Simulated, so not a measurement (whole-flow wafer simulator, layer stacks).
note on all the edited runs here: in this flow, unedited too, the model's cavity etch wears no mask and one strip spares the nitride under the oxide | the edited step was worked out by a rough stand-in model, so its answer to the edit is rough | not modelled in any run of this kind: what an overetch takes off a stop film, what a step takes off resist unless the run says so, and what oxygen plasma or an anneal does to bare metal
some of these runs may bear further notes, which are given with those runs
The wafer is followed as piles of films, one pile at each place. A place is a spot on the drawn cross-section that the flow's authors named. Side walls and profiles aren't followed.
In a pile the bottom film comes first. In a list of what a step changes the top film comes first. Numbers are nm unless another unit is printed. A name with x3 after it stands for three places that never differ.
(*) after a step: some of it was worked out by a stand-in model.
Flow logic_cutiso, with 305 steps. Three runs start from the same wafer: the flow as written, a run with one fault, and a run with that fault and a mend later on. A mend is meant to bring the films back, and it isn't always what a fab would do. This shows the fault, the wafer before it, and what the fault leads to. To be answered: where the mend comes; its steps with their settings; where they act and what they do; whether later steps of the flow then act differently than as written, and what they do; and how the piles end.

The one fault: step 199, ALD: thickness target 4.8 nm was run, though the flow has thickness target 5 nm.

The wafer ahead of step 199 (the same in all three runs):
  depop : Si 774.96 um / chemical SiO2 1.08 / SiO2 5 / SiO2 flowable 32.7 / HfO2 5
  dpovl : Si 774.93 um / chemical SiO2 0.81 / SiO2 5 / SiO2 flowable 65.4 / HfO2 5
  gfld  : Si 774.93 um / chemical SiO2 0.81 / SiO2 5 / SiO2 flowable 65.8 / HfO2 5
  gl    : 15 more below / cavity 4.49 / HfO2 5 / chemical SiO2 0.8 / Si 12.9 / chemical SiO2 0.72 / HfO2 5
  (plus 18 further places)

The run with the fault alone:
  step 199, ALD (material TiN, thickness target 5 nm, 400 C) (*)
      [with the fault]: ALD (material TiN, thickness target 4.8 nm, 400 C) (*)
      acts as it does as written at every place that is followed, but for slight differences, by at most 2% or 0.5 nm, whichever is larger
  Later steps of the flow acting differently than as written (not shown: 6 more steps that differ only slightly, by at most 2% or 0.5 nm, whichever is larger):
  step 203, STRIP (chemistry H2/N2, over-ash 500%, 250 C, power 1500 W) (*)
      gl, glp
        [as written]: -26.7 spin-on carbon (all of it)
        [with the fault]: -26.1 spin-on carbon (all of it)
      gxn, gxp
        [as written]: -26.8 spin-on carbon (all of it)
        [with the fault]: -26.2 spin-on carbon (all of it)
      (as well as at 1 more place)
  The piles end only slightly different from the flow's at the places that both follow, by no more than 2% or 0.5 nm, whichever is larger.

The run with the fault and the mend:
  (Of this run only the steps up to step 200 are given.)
  After step 199 comes the mend.
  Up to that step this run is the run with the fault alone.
  step 199a, ALD (material TiN, thickness target 0.2 nm, 400 C) (*) (a further turn of the flow's step 199, with different settings)
      depop, dpovl, gfld and 19 more
        +0.2 TiN
  Every later step of the flow up to step 200 that is run acts as written at every place that is followed.
  Once step 200 is done, the piles equal the flow's at every place that both follow.
